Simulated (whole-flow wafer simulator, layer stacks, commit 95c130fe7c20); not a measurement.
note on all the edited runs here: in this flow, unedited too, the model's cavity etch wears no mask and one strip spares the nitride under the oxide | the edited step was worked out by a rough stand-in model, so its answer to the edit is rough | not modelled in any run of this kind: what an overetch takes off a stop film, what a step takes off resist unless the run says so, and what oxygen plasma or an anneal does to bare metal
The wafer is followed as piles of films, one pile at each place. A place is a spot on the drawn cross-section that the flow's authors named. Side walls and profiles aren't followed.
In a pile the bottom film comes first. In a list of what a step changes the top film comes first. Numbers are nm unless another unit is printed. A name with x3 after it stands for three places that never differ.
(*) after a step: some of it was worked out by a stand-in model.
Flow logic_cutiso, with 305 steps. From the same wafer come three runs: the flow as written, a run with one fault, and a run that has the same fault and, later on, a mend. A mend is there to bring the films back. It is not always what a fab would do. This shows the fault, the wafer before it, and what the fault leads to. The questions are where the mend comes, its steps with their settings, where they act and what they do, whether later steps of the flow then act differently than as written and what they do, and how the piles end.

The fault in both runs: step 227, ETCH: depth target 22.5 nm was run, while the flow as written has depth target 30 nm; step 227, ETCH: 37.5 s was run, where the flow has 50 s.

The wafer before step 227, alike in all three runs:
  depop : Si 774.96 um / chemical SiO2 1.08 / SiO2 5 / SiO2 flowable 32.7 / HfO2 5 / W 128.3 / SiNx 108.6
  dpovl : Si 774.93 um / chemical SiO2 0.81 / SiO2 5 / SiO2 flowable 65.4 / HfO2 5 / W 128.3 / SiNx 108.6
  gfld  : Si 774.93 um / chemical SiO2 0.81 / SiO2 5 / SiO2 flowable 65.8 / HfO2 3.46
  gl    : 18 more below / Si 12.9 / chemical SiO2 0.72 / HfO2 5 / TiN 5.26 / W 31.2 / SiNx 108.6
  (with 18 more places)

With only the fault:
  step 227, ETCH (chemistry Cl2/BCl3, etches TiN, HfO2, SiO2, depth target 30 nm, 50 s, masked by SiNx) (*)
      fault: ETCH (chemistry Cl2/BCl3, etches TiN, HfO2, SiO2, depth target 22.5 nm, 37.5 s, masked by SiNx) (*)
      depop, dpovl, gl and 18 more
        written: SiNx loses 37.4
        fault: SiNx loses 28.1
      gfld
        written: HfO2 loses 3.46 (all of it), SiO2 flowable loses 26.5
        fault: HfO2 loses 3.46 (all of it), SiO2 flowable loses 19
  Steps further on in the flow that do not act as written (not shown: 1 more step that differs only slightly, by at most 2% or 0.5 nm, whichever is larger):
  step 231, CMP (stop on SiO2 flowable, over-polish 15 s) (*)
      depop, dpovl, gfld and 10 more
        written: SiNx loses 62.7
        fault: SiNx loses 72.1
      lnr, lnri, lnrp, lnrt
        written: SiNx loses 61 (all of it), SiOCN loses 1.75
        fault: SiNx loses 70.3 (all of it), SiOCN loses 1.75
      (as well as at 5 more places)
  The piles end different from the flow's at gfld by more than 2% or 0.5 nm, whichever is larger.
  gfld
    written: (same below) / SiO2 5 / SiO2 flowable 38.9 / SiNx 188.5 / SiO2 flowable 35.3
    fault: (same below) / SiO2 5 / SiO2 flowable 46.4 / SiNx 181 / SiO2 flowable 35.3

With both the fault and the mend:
  The mend stands after step 227.
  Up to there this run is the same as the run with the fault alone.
  step 227a, ETCH (chemistry Cl2/BCl3, etches TiN, HfO2, SiO2, depth target 7.5 nm, 12.5 s, masked by SiNx) (*) (a further turn of the flow's step 227, with different settings)
      depop, dpovl, gl and 18 more
        SiNx loses 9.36
      gfld
        SiO2 flowable loses 7.5
  Every later step of the flow that is run acts as written at every place that is followed.
  By the end, the piles equal the flow's at every place that both follow.
